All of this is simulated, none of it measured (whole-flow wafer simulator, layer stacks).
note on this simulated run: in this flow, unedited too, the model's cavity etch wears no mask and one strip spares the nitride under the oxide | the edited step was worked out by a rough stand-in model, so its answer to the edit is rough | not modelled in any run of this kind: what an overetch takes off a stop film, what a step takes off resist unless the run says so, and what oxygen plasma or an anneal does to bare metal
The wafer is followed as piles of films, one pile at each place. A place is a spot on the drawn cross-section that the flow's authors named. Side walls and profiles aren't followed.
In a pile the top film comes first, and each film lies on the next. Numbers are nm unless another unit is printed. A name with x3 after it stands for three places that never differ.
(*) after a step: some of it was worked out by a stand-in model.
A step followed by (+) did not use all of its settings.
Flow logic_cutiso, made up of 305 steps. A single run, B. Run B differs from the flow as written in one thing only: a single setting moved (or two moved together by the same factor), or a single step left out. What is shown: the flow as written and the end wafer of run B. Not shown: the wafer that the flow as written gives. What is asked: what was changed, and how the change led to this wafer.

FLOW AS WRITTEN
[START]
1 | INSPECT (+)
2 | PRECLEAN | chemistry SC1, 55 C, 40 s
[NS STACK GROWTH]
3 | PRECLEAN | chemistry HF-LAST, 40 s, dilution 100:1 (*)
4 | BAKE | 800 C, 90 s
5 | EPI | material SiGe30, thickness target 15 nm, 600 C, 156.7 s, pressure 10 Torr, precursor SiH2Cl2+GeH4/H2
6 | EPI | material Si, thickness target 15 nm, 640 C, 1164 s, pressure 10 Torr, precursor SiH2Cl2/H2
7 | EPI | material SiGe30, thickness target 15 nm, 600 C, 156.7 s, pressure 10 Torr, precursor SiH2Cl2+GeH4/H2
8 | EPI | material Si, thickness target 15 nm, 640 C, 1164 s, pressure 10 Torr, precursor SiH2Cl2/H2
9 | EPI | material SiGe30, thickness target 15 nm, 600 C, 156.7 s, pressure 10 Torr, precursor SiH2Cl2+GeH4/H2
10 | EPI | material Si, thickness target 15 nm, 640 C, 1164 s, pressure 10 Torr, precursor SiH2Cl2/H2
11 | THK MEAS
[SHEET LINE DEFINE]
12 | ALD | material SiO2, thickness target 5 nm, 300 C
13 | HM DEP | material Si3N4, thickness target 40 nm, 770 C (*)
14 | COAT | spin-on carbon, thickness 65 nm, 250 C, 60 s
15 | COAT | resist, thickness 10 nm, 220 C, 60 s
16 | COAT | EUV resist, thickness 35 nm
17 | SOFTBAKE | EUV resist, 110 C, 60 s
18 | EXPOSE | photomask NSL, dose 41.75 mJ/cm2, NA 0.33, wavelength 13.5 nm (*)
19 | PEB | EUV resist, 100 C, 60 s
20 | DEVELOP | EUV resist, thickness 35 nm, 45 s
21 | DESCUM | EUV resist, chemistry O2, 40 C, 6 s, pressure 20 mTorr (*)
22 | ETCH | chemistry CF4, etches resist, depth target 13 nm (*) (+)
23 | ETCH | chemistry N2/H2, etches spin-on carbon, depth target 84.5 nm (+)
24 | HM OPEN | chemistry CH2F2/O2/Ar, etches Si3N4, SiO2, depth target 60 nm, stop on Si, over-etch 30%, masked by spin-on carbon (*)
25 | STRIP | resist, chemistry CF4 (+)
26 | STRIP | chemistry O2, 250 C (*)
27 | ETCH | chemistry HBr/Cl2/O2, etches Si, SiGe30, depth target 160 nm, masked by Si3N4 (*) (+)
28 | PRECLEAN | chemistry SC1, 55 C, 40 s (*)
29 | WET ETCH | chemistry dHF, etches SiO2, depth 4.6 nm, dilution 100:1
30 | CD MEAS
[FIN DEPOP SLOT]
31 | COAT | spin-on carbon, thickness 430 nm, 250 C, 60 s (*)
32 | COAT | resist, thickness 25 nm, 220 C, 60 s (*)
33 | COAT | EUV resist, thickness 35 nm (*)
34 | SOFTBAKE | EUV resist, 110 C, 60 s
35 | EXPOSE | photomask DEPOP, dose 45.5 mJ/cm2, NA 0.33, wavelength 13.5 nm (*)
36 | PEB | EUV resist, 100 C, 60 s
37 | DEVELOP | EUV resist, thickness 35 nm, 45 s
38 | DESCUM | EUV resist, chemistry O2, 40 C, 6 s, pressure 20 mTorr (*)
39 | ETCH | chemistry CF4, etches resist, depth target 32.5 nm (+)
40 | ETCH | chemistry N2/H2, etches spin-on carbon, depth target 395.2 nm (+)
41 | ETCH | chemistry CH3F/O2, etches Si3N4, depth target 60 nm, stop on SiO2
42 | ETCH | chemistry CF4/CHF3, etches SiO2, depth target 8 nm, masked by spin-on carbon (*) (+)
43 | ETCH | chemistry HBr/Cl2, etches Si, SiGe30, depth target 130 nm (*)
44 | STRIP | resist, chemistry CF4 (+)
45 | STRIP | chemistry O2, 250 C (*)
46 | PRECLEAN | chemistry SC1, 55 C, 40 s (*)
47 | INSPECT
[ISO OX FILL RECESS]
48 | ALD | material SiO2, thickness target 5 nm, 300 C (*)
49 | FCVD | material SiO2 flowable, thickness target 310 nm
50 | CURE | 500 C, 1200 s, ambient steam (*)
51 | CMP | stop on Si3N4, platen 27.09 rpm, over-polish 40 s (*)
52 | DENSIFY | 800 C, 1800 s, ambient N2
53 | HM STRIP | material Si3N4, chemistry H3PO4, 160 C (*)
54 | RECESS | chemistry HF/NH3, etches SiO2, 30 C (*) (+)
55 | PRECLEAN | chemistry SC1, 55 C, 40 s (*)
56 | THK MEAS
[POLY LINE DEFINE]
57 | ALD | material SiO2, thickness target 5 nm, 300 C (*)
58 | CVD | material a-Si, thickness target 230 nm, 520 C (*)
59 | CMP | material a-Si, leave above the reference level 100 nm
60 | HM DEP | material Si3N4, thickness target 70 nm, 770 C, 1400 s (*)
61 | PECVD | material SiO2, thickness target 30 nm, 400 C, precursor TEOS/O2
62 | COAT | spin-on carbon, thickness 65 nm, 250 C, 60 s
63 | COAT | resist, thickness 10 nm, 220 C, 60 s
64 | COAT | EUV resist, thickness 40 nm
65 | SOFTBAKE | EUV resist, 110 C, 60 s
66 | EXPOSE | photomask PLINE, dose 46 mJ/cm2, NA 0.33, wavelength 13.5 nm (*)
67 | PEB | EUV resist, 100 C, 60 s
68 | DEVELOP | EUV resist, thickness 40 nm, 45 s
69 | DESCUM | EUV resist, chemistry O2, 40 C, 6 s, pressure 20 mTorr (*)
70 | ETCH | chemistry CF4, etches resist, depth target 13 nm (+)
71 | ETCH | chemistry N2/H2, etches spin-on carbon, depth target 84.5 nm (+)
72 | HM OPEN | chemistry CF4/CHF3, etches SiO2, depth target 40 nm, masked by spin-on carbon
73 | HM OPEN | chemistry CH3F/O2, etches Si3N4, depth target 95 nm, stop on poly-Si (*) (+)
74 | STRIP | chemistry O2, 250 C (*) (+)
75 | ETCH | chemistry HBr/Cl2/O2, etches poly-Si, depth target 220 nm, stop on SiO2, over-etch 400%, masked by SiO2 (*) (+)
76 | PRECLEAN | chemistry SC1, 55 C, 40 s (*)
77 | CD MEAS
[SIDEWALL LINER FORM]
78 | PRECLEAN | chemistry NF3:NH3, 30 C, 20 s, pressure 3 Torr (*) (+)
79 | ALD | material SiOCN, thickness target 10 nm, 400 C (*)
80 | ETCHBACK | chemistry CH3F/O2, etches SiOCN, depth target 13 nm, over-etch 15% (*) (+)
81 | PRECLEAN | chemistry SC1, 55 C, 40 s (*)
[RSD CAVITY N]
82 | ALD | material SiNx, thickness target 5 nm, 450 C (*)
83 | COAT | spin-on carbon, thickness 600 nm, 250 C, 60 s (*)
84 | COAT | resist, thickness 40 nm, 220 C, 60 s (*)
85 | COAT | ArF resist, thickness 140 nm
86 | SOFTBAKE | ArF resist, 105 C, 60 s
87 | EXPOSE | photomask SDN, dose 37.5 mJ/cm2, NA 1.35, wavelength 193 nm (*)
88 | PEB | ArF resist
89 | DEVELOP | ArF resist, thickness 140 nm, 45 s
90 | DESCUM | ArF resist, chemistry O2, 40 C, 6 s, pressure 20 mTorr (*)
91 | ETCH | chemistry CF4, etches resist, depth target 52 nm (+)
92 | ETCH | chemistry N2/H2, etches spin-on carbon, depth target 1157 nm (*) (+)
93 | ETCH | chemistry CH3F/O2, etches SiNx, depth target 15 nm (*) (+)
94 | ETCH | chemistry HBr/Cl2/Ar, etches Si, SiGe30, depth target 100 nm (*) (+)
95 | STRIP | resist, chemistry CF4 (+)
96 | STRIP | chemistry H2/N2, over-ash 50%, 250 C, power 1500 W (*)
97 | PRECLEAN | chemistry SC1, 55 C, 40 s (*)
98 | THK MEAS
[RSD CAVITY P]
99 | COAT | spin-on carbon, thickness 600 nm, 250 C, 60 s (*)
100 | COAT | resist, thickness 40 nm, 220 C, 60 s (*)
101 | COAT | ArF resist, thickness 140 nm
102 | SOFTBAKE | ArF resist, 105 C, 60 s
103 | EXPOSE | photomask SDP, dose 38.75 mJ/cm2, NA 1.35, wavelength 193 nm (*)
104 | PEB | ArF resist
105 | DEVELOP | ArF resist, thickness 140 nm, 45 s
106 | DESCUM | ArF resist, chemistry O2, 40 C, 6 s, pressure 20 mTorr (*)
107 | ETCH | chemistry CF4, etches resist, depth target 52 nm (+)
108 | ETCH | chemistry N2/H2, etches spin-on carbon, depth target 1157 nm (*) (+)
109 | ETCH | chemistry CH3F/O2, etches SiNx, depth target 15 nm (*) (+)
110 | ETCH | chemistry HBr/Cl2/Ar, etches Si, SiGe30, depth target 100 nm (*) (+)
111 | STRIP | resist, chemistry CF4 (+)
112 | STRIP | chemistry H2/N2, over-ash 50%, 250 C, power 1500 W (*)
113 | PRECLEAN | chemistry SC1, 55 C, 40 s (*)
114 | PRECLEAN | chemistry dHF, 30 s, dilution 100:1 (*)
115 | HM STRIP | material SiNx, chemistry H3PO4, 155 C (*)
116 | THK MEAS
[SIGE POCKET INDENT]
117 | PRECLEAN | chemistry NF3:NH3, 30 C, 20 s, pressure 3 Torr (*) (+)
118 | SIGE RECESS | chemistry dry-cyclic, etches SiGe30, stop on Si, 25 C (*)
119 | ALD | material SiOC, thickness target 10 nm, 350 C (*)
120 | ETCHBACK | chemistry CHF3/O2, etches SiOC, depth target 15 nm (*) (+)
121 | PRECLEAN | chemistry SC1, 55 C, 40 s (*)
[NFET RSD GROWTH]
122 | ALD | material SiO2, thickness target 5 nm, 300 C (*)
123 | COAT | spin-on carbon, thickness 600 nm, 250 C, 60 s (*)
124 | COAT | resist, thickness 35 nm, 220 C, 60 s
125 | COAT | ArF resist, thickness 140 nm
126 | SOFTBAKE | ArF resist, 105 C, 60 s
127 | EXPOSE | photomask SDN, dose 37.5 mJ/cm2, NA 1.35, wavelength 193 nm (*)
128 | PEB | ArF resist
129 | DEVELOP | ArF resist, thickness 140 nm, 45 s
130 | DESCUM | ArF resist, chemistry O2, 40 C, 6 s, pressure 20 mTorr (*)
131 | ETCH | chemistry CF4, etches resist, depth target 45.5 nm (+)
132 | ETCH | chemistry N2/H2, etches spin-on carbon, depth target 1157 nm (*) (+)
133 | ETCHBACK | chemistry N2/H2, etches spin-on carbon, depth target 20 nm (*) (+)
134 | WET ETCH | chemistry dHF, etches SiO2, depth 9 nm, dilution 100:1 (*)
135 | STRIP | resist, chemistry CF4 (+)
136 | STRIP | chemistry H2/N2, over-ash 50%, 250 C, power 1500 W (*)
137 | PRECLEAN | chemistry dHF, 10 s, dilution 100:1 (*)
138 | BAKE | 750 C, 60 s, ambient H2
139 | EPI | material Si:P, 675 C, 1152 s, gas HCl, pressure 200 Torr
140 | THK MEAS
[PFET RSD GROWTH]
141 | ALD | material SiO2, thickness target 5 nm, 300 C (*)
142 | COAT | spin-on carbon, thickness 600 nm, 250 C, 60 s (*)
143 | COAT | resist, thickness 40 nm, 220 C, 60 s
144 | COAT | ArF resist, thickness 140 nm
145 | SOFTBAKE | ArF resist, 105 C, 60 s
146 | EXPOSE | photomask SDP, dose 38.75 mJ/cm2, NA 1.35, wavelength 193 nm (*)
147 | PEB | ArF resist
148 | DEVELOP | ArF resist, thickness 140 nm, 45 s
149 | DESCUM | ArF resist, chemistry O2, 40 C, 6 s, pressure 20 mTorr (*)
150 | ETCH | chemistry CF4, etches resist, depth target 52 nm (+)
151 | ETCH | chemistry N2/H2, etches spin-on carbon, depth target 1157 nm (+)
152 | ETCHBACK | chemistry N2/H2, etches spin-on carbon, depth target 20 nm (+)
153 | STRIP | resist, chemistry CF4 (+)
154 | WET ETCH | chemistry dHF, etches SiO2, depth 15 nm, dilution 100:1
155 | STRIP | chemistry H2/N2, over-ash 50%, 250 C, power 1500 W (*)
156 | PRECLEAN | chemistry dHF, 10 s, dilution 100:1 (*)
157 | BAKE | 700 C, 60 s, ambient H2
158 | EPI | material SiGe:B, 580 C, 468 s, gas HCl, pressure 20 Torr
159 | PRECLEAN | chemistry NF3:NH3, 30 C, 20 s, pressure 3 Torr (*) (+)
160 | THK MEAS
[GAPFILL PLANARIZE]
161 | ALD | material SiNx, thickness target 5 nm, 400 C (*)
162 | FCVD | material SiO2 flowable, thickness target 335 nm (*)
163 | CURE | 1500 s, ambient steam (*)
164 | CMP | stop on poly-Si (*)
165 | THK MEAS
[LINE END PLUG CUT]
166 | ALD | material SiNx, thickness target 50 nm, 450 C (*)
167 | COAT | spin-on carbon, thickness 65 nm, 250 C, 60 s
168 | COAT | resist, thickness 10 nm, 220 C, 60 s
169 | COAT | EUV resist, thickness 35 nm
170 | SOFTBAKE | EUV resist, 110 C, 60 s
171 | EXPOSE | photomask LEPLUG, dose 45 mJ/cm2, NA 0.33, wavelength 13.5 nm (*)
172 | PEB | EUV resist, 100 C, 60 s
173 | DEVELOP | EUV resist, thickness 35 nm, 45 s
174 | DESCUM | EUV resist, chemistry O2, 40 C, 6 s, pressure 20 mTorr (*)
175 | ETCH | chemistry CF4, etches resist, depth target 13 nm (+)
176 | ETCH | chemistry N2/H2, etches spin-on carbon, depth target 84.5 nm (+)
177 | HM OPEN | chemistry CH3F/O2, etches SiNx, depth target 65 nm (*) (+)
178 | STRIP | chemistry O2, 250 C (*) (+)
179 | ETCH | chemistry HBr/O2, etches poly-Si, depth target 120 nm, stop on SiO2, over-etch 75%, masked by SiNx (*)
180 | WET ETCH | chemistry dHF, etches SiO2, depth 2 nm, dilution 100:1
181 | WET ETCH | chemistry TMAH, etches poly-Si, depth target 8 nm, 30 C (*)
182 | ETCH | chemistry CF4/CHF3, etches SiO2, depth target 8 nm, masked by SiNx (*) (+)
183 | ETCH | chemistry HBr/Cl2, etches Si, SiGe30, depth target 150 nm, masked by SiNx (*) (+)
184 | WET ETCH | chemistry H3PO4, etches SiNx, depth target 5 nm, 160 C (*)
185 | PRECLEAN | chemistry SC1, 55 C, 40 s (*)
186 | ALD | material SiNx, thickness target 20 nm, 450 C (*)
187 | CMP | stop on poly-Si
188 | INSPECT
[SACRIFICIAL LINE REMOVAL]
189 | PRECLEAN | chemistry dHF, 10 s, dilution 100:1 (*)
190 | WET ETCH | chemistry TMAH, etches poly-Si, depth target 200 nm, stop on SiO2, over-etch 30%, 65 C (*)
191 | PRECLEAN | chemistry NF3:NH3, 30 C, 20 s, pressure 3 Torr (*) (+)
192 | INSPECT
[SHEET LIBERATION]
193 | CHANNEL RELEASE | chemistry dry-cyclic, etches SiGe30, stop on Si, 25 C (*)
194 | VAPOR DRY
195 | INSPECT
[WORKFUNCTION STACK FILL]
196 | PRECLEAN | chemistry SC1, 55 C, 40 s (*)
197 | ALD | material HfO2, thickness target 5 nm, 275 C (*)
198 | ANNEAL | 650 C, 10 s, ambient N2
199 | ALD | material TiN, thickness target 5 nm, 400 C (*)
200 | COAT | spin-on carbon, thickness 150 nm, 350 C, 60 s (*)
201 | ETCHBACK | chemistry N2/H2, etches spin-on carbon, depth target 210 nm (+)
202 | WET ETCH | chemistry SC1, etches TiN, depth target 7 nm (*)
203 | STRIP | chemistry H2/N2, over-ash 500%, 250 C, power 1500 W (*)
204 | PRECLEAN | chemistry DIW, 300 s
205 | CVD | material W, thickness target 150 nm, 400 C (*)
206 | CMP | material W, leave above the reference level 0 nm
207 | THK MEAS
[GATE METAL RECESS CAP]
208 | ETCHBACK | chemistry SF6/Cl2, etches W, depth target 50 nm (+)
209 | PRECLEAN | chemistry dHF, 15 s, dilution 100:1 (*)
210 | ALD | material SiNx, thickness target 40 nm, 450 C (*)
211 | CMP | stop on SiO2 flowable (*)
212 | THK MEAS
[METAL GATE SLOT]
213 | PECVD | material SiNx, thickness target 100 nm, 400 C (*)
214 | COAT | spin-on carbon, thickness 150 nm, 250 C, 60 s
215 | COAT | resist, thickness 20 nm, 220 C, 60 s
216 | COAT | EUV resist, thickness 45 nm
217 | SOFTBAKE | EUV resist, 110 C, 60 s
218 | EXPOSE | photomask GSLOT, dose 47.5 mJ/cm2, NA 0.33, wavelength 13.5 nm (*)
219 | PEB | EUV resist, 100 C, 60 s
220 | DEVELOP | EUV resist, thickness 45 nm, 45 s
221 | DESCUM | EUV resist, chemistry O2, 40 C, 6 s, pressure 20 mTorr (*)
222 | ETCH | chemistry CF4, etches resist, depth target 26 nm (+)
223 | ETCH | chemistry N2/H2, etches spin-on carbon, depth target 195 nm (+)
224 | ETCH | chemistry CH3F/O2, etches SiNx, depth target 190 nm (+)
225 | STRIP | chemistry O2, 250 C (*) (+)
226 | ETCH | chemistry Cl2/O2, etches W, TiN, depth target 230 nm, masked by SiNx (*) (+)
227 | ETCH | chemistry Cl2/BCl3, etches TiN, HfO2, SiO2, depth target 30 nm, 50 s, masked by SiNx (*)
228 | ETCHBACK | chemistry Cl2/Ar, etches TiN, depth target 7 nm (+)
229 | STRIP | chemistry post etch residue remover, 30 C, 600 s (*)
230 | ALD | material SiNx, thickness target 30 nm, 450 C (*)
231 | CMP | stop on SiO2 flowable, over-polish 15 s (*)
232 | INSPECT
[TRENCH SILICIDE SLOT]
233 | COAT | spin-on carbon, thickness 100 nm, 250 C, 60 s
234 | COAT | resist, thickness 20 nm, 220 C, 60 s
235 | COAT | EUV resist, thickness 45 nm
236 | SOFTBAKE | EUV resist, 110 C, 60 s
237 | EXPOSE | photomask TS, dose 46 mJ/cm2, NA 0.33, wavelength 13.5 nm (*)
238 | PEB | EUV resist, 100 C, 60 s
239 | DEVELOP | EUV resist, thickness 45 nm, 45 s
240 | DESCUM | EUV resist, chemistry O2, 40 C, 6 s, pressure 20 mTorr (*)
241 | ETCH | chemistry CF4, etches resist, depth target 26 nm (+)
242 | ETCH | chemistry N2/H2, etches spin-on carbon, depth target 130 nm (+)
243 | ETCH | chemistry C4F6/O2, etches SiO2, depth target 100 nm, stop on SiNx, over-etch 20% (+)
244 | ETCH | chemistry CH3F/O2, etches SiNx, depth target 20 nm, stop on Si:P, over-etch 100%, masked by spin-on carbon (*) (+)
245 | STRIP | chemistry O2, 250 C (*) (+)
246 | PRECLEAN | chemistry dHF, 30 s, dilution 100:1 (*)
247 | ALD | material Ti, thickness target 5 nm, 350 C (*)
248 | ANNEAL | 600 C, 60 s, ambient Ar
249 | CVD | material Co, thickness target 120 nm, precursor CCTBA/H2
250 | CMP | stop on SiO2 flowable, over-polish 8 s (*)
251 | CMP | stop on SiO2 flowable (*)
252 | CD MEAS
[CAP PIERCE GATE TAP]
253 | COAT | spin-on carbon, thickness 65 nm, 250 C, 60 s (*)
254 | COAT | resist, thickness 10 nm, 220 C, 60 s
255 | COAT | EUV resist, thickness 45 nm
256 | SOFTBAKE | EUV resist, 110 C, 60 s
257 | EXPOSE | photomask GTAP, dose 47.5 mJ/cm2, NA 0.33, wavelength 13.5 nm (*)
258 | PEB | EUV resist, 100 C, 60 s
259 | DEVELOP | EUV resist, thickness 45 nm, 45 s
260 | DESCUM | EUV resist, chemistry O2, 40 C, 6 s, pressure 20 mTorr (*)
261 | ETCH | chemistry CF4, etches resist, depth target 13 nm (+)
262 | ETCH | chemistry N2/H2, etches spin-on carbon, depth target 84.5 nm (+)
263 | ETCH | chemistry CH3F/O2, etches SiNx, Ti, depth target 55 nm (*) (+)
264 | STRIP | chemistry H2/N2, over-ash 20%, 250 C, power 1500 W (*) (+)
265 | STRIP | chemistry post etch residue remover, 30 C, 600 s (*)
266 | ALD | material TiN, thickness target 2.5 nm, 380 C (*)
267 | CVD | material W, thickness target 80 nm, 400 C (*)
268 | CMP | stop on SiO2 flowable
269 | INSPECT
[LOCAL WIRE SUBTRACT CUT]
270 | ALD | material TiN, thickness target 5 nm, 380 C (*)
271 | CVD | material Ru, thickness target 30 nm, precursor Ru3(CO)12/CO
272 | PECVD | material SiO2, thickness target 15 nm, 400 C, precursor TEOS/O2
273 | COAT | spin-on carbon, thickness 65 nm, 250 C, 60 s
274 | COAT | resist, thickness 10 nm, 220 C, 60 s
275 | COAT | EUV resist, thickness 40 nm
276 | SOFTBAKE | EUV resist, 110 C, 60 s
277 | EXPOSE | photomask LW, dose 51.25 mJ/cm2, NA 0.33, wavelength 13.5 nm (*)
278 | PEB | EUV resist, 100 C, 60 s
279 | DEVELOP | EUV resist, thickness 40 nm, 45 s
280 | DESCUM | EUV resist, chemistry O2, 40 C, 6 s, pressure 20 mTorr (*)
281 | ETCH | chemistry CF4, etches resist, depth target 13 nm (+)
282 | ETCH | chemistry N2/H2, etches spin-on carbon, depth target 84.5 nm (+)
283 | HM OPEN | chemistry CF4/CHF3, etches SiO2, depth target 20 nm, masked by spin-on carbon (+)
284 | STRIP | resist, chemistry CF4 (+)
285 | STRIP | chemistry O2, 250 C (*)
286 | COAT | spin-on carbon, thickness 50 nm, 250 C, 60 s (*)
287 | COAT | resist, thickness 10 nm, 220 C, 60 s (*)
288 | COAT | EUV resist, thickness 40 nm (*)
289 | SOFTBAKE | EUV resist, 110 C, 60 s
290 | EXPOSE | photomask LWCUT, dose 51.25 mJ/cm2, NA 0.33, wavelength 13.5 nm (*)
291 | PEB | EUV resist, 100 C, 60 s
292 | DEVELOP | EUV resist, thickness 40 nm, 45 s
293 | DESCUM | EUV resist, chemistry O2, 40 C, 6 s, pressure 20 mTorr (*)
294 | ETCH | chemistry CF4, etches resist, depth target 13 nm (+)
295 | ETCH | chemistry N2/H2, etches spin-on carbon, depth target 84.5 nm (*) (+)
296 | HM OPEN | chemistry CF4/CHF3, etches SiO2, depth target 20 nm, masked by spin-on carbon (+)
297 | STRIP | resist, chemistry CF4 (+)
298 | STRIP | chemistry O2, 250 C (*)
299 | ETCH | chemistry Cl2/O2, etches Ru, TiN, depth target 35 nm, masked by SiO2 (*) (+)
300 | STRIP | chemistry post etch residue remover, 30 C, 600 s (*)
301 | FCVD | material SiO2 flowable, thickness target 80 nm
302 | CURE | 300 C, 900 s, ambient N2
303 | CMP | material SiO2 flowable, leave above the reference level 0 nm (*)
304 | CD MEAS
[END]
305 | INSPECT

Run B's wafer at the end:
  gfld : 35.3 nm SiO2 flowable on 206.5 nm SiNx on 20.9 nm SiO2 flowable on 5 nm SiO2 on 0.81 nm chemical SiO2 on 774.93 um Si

Cause: step 227, ETCH: depth target 48 nm was run, while the flow as written has depth target 30 nm; step 227, ETCH: 80 s was run, where the flow has 50 s.

Step by step, how the change led to this:
  227 | ETCH | chemistry Cl2/BCl3, etches TiN, HfO2, SiO2, depth target 30 nm, 50 s, masked by SiNx (*)
      depop, dpovl, gl and 18 more: -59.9 SiNx (it would be, as written: -37.4 SiNx)
      gfld: -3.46 HfO2 (all of it), -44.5 SiO2 flowable (it would be, as written: -3.46 HfO2 (all of it), -26.5 SiO2 flowable)
  231 | CMP | stop on SiO2 flowable, over-polish 15 s (*)
      depop, dpovl, gfld and 10 more: -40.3 SiNx (it would be, as written: -62.7 SiNx)
      lnr, lnri, lnrp, lnrt: -38.5 SiNx (all of it), -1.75 SiOCN (it would be, as written: -61 SiNx (all of it), -1.75 SiOCN)
      (also at 5 further places)
